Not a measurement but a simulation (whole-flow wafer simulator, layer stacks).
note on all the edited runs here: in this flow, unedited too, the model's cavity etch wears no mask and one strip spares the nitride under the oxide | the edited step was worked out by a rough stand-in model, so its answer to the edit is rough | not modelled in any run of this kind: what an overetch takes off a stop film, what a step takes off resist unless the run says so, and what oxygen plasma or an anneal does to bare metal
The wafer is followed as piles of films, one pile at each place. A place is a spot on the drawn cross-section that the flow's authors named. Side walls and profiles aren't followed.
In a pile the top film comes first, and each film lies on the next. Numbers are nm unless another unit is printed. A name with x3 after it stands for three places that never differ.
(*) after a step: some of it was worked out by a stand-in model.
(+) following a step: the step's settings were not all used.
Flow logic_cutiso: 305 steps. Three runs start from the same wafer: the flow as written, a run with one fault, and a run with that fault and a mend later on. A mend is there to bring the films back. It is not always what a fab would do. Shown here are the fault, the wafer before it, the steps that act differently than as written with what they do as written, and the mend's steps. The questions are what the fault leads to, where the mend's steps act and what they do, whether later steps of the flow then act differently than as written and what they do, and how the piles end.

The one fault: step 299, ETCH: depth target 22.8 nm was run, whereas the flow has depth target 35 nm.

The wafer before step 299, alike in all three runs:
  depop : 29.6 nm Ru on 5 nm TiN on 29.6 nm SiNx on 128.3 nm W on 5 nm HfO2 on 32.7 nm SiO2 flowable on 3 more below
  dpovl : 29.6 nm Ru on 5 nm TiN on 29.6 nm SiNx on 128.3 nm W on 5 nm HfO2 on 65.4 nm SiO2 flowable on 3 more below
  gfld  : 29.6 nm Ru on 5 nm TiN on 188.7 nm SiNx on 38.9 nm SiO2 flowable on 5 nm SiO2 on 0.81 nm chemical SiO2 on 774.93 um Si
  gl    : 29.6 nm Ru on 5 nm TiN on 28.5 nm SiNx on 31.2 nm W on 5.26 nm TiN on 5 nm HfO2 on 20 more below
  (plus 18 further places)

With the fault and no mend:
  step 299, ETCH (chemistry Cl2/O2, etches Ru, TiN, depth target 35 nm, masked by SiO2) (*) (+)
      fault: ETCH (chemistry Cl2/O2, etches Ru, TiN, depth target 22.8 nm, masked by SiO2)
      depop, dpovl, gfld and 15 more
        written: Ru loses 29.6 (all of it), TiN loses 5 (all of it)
        fault: Ru loses 22.8
  Later steps of the flow acting differently than as written (not shown: 1 more step that differs only slightly, by at most 2% or 0.5 nm, whichever is larger):
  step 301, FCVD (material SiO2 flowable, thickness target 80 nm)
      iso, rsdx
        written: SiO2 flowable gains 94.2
        fault: SiO2 flowable gains 90.9 (new film)
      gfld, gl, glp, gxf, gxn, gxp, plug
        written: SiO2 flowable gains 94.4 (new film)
        fault: SiO2 flowable gains 90.9 (new film)
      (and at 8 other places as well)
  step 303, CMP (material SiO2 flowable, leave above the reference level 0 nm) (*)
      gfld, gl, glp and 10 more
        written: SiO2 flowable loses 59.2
        fault: SiO2 flowable loses 67.7
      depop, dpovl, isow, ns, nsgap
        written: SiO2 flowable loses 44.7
        fault: SiO2 flowable loses 56.8
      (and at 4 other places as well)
  By the end, the piles at depop, dpovl, gfld and 15 more depart from the flow's by more than 2% or 0.5 nm, whichever is larger.
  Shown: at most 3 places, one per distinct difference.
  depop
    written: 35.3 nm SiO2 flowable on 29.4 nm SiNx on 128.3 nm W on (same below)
    fault: 23.2 nm SiO2 flowable on 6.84 nm Ru on 5 nm TiN on 29.6 nm SiNx on 128.3 nm W on (same below)
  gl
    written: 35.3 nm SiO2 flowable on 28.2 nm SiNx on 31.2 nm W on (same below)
    fault: 23.2 nm SiO2 flowable on 6.84 nm Ru on 5 nm TiN on 28.5 nm SiNx on 31.2 nm W on (same below)
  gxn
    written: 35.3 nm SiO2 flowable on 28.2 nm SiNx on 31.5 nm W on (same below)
    fault: 23.2 nm SiO2 flowable on 6.84 nm Ru on 5 nm TiN on 28.5 nm SiNx on 31.5 nm W on (same below)

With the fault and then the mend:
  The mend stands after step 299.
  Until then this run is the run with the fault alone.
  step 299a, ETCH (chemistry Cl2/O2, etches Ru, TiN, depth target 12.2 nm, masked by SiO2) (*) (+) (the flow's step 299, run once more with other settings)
      depop, dpovl, gfld and 14 more
        Ru loses 6.84 (all of it), TiN loses 5 (all of it)
      lnrt, rsdn, rsdp, tap
        SiO2 loses 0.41
      rsdw
        Ru loses 6.85 (all of it), TiN loses 5 (all of it)
  Later steps of the flow that are run all act as written at every place that is followed.
  At every place that both follow, the piles at the end match the flow's.
